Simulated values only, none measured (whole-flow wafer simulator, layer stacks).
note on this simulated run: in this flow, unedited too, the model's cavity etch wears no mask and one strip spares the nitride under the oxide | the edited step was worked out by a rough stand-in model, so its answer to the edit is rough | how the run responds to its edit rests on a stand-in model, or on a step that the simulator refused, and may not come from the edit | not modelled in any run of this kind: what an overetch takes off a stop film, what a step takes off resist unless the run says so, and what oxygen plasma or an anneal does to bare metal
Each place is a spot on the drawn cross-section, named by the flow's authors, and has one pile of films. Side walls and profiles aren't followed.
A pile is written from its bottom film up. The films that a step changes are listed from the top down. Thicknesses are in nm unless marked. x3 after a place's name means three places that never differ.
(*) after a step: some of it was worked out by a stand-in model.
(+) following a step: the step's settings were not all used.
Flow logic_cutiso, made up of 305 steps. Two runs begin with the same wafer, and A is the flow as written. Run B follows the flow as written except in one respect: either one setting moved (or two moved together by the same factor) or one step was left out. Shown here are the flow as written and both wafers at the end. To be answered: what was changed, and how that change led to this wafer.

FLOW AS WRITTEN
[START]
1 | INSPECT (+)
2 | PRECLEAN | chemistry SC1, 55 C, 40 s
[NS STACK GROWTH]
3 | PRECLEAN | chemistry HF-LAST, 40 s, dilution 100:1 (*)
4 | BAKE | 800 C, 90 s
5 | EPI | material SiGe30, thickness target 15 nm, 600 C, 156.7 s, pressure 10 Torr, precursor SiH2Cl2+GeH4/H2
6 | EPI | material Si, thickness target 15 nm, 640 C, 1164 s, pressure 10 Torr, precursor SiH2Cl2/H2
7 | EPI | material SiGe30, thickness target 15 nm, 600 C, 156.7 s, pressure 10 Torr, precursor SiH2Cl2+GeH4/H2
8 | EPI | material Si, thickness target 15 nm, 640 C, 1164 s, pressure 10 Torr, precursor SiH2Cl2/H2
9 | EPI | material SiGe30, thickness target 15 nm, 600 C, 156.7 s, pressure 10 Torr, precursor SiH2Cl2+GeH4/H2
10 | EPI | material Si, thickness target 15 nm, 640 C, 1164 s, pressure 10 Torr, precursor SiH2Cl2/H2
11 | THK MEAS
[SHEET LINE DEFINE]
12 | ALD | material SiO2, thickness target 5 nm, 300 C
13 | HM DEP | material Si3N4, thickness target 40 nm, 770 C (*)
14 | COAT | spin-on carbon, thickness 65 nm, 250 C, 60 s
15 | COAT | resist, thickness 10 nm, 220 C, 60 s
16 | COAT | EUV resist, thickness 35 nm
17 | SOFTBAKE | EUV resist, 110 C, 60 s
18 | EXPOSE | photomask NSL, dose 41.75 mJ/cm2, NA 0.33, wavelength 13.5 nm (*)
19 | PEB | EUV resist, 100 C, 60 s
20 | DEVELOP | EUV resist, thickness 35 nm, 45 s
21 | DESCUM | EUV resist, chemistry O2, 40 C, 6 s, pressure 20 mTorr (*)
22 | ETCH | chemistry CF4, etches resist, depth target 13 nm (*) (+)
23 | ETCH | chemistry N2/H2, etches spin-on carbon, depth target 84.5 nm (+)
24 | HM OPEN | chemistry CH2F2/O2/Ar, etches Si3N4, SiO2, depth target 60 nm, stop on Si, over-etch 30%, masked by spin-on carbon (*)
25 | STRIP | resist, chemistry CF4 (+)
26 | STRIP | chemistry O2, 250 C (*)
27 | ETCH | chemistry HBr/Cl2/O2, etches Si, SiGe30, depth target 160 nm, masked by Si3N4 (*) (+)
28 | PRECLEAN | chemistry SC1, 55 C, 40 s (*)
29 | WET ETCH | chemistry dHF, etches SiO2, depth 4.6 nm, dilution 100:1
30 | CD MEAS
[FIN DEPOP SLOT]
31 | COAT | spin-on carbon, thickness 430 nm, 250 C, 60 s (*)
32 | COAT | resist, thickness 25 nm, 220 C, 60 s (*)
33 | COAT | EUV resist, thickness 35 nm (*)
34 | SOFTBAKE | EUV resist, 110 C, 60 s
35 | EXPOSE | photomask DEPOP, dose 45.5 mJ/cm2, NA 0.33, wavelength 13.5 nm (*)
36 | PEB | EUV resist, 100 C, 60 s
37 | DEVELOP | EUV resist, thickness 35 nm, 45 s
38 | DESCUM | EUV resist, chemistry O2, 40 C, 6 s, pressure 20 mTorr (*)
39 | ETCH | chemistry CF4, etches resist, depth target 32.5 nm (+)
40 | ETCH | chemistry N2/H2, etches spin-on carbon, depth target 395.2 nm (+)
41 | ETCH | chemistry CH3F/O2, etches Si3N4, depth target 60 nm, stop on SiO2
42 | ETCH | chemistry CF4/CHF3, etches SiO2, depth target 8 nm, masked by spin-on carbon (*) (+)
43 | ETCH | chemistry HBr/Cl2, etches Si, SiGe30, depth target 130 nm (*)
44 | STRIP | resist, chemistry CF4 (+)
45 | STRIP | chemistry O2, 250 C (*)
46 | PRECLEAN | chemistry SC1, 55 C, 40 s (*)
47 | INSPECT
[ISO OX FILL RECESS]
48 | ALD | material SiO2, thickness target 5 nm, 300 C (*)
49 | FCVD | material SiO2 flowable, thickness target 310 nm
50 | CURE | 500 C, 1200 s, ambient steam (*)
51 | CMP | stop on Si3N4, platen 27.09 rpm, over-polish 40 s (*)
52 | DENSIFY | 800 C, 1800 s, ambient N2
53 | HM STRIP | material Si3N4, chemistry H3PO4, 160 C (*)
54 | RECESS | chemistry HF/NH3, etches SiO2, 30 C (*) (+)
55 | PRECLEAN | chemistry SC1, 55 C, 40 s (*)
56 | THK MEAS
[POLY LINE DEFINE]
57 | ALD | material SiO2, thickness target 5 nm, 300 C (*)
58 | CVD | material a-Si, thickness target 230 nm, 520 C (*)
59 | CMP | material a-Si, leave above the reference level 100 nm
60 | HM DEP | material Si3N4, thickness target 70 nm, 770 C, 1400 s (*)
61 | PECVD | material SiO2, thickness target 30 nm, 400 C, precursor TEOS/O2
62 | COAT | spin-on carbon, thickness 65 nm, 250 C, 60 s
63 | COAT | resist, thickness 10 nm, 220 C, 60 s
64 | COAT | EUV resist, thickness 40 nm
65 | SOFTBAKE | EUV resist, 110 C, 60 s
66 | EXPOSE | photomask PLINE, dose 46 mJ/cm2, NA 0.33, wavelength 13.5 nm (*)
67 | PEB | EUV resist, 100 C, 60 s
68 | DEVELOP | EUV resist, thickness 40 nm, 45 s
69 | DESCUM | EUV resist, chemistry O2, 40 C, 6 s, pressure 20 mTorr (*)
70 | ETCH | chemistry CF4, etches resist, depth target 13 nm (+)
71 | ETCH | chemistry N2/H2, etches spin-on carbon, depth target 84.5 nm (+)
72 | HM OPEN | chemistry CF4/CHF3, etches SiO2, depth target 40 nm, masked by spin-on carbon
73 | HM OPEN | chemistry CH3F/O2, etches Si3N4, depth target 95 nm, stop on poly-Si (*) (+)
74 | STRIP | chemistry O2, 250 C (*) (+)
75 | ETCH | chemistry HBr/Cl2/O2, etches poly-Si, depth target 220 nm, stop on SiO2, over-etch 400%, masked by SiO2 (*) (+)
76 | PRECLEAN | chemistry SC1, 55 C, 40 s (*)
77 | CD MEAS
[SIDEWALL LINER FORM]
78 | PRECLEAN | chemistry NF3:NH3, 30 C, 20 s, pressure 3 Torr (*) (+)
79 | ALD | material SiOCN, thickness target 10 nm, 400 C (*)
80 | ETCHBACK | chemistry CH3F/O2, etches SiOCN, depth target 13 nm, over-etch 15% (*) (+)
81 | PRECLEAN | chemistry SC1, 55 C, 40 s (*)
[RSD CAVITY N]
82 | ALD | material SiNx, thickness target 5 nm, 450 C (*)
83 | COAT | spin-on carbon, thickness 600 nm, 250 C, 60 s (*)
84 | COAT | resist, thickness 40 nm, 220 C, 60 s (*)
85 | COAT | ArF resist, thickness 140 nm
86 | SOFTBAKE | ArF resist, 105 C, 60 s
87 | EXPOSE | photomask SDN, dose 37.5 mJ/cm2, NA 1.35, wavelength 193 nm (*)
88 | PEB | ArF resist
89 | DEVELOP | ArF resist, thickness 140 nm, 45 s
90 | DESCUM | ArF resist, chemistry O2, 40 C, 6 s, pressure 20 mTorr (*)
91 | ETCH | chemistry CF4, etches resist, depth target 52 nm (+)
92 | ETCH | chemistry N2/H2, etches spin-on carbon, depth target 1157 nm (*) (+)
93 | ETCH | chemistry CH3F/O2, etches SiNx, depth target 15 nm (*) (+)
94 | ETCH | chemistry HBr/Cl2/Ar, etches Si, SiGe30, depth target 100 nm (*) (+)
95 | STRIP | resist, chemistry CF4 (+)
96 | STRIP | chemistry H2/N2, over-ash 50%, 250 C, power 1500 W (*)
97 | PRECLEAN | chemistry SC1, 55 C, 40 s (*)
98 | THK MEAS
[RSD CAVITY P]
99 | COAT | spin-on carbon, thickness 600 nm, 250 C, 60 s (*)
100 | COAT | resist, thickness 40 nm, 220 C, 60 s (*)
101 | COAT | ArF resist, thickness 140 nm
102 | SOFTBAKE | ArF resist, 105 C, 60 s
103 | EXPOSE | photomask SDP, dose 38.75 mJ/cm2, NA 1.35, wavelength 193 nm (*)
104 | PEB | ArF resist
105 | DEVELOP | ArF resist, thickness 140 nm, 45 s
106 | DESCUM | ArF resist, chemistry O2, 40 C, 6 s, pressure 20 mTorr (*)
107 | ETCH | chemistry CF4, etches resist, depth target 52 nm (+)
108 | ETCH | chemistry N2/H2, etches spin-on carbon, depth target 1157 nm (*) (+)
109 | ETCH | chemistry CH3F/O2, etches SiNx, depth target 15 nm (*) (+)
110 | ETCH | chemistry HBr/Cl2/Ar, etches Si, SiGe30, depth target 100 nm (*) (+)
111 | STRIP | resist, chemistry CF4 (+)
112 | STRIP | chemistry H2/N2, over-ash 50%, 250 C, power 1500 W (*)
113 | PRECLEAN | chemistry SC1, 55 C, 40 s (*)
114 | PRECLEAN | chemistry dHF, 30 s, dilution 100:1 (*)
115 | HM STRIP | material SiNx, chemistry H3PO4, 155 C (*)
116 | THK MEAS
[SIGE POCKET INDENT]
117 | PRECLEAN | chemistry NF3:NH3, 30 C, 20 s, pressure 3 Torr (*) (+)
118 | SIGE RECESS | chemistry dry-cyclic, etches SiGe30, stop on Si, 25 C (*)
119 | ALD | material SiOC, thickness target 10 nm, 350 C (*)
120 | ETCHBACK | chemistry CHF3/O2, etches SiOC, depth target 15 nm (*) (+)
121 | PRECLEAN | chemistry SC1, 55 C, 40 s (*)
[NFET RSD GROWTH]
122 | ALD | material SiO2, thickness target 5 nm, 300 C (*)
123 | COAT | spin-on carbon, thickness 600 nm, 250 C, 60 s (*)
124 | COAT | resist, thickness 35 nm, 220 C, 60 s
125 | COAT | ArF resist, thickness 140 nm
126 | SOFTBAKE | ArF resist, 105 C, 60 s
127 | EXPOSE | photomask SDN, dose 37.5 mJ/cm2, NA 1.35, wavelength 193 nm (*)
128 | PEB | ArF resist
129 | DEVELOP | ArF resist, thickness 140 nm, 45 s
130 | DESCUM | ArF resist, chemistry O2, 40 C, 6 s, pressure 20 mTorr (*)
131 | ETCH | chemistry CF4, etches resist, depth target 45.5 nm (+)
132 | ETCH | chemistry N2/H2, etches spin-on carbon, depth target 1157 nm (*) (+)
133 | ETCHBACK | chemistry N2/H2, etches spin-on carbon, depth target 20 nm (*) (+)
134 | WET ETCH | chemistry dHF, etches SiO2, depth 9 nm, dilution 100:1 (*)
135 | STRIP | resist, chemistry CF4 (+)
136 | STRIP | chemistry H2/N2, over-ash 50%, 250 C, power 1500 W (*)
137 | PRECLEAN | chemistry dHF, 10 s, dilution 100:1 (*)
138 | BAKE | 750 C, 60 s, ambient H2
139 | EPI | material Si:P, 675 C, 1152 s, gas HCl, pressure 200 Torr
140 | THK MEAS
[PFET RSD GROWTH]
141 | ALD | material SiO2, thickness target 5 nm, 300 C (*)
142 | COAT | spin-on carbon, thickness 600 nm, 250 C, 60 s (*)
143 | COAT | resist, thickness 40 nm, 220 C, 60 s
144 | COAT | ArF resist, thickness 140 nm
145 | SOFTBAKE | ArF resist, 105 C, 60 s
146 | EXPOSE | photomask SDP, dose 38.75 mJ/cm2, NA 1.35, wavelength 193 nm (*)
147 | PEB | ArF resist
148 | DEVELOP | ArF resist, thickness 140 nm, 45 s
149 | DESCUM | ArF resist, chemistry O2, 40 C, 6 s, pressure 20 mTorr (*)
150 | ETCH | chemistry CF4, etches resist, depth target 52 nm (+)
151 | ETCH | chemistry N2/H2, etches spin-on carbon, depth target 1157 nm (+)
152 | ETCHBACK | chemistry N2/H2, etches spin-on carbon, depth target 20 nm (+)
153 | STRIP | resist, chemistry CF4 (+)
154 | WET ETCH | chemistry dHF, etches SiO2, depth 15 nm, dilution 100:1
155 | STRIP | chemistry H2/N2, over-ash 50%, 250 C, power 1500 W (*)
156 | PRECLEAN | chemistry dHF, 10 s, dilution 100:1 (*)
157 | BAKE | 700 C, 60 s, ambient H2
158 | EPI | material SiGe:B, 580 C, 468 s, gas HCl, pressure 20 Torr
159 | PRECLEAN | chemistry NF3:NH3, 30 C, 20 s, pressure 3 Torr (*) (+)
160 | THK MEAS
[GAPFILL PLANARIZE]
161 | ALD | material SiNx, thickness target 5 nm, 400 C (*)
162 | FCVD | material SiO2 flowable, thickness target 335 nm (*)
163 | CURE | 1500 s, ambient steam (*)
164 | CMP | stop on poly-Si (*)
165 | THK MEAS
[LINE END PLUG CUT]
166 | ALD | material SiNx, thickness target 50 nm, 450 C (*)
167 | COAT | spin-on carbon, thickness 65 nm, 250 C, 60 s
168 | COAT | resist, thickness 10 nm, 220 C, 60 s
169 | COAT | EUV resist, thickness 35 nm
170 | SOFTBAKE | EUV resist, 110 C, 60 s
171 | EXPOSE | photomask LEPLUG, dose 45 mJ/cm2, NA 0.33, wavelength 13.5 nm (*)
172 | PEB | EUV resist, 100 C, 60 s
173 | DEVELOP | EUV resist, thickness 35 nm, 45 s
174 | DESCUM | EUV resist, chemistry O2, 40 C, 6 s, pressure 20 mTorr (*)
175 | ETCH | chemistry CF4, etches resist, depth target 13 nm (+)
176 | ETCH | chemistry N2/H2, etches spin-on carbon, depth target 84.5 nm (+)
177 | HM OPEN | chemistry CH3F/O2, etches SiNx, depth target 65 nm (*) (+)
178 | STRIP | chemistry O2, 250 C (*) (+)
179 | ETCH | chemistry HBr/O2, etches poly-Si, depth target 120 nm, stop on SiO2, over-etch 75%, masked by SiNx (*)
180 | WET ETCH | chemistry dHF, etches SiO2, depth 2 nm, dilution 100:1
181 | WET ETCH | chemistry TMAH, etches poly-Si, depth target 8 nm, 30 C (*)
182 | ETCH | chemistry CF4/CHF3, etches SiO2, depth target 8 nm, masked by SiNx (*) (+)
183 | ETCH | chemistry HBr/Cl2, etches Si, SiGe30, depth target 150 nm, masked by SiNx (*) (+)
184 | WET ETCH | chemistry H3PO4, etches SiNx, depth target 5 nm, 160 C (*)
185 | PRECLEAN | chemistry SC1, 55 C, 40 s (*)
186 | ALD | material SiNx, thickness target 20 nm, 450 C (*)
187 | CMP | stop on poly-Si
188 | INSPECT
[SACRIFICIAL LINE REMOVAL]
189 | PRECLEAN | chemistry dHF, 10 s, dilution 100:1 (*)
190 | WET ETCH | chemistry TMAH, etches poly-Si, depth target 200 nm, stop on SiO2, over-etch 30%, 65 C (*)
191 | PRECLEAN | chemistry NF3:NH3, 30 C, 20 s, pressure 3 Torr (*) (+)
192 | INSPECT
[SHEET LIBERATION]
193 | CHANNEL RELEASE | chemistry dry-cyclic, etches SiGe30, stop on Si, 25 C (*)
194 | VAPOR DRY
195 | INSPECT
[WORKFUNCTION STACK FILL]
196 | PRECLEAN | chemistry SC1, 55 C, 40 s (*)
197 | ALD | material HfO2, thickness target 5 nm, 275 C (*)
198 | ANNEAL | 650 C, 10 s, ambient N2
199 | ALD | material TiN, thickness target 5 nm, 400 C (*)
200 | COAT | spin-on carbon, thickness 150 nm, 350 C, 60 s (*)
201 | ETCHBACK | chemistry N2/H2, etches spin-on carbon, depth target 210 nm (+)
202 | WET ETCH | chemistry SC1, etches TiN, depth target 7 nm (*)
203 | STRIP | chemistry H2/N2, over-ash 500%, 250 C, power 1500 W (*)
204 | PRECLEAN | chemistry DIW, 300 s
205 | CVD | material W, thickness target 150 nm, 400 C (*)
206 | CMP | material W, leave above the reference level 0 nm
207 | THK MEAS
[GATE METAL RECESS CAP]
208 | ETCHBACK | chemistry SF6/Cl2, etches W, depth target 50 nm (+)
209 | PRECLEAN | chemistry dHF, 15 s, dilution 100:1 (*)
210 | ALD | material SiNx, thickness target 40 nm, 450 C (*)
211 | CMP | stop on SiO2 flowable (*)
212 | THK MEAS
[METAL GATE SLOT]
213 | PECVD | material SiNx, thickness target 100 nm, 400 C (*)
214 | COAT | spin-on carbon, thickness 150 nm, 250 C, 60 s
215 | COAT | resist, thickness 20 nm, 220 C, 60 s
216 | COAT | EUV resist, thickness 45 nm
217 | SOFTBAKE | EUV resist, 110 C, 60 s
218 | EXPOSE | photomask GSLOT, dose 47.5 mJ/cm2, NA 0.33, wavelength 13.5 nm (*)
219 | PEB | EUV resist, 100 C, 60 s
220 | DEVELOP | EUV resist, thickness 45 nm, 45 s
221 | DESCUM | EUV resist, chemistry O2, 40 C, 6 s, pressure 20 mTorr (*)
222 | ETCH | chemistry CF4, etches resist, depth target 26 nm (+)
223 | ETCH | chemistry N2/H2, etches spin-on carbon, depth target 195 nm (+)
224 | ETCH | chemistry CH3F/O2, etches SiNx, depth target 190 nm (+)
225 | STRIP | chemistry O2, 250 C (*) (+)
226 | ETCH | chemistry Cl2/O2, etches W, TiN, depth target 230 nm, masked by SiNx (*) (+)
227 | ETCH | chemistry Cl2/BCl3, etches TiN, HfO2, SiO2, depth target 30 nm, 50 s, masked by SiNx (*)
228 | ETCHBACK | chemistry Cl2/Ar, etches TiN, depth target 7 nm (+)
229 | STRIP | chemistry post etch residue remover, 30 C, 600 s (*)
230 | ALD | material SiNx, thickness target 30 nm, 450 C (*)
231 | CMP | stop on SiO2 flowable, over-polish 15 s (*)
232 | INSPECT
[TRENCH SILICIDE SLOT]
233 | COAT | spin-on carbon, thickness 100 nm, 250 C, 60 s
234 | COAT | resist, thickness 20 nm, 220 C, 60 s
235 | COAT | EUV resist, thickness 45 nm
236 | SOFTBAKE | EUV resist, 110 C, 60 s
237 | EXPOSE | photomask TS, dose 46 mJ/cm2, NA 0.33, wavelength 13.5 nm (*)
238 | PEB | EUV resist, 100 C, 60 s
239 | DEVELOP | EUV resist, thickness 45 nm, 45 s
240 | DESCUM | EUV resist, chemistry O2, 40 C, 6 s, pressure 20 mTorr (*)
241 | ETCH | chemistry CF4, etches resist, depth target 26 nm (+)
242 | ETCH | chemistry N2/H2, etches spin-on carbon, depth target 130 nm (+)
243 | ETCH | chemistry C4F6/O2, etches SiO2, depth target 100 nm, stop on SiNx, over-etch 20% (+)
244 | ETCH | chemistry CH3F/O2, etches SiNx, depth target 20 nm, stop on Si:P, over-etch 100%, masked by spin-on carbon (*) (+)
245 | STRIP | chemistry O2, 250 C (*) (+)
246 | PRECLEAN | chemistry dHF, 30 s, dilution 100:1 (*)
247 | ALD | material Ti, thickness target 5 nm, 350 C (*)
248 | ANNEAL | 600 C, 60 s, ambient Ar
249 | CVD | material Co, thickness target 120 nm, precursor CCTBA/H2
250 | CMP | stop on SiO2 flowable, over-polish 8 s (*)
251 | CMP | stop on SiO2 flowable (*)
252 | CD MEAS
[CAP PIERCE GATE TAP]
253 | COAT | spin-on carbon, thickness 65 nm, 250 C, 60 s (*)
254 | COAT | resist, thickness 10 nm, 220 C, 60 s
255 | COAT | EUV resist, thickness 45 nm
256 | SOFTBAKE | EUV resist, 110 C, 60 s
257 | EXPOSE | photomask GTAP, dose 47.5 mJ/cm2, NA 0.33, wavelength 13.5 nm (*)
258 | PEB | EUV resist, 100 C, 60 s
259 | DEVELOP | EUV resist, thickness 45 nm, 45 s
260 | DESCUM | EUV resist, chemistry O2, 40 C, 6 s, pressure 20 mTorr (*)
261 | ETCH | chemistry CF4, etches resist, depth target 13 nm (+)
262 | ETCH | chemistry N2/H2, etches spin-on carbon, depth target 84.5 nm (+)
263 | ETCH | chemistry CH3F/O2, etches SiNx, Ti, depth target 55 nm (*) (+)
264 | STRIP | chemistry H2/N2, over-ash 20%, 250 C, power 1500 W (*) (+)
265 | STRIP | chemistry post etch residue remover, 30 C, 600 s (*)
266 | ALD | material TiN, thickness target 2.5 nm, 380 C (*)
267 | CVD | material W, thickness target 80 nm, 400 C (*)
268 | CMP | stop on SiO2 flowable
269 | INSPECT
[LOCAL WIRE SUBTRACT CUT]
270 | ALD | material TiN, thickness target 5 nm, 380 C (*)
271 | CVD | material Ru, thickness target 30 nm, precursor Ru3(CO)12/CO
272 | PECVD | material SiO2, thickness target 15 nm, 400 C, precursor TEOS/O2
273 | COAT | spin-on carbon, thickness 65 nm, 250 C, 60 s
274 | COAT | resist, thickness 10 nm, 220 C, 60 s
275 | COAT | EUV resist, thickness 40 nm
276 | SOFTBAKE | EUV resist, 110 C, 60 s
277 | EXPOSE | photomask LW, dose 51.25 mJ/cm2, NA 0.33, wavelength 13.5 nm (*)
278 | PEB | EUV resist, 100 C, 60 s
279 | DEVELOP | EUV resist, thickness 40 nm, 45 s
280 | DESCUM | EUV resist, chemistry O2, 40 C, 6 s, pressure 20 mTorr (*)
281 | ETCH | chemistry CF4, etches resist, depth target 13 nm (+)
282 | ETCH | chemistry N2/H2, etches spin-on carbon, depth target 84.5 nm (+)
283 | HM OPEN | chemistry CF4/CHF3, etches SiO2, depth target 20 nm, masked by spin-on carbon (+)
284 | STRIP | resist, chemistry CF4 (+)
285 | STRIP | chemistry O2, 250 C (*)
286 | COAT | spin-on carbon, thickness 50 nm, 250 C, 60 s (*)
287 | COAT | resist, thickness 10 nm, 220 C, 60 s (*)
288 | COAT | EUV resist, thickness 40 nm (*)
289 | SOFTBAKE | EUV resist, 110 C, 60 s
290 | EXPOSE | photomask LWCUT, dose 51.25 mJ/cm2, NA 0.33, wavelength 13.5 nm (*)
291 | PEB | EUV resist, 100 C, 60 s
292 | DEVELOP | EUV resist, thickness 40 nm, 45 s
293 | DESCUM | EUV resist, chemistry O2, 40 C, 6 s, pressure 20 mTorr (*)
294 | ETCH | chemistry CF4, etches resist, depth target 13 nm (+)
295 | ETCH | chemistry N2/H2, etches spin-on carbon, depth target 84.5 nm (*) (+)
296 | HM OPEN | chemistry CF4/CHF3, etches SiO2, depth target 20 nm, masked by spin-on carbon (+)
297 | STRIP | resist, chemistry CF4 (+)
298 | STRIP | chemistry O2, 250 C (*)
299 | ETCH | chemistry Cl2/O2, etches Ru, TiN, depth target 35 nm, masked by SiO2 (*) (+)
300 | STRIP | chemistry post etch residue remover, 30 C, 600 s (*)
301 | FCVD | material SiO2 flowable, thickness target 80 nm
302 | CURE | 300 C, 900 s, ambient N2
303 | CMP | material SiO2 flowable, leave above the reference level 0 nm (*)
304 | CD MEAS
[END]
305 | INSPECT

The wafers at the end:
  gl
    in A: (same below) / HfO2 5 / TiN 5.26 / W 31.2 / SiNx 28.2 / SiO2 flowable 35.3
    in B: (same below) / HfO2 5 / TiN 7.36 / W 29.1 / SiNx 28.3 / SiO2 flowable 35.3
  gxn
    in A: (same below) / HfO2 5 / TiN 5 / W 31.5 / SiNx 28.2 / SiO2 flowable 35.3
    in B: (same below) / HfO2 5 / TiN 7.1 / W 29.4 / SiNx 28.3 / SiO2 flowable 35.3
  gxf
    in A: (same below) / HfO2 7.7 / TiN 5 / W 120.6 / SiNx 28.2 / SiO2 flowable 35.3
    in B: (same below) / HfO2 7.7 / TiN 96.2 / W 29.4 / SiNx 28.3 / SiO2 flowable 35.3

What caused this: step 199, ALD: thickness target 7.1 nm was run, whereas the flow has thickness target 5 nm.
The wafer itself shows it: gxn has TiN 7.1, and step 199 as written asks for 5 nm.

Step by step, how the change led to this:
  199 | ALD | material TiN, thickness target 5 nm, 400 C (*)
      depop, dpovl, iso and 11 more: A TiN gains 5 (new film) | B TiN gains 7.1 (new film)
      gl, glp, tap: A TiN gains 5.26 (new film), TiN gains 4.49 (new film), cavity loses 4.49 (all of it), TiN gains 4.49 (new film), cavity loses 4.49 (all of it), TiN gains 4.49 (new film), cavity loses 4.49 (all of it) | B TiN gains 7.36 (new film), TiN gains 4.49 (new film), cavity loses 4.49 (all of it), TiN gains 4.49 (new film), cavity loses 4.49 (all of it), TiN gains 4.49 (new film), cavity loses 4.49 (all of it)
      (and at 5 other places as well)
  200 | COAT | spin-on carbon, thickness 150 nm, 350 C, 60 s (*)
      gl, glp: A spin-on carbon gains 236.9 (new film) | B spin-on carbon gains 242.1 (new film)
      gxn, gxp: A spin-on carbon gains 236.9 (new film) | B spin-on carbon gains 242.2 (new film)
      (and at 17 other places as well)
  201 | ETCHBACK | chemistry N2/H2, etches spin-on carbon, depth target 210 nm (+)
      lnr, lnrp: A spin-on carbon loses 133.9 (all of it) | B spin-on carbon loses 138.9 (all of it)
      rsdn, rsdw: A spin-on carbon loses 145.8 (all of it) | B spin-on carbon loses 150.9 (all of it)
      (and at 11 other places as well)
  202 | WET ETCH | chemistry SC1, etches TiN, depth target 7 nm (*)
      depop, dpovl, iso and 12 more: A TiN loses 5 (all of it) | B TiN loses 7.1 (all of it)
  203 | STRIP | chemistry H2/N2, over-ash 500%, 250 C, power 1500 W (*)
      gl, glp: A spin-on carbon loses 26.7 (all of it) | B spin-on carbon loses 31.9 (all of it)
      gxn, gxp: A spin-on carbon loses 26.8 (all of it) | B spin-on carbon loses 32.1 (all of it)
      (and at 3 other places as well)
  205 | CVD | material W, thickness target 150 nm, 400 C (*)
      gxf: A W gains 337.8 (new film) | B W gains 246.6 (new film)
  226 | ETCH | chemistry Cl2/O2, etches W, TiN, depth target 230 nm, masked by SiNx (*) (+)
      gfld: A W loses 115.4 (all of it), TiN loses 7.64 (all of it), HfO2 loses 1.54 | B W loses 113.3 (all of it), TiN loses 9.74 (all of it), HfO2 loses 1.54
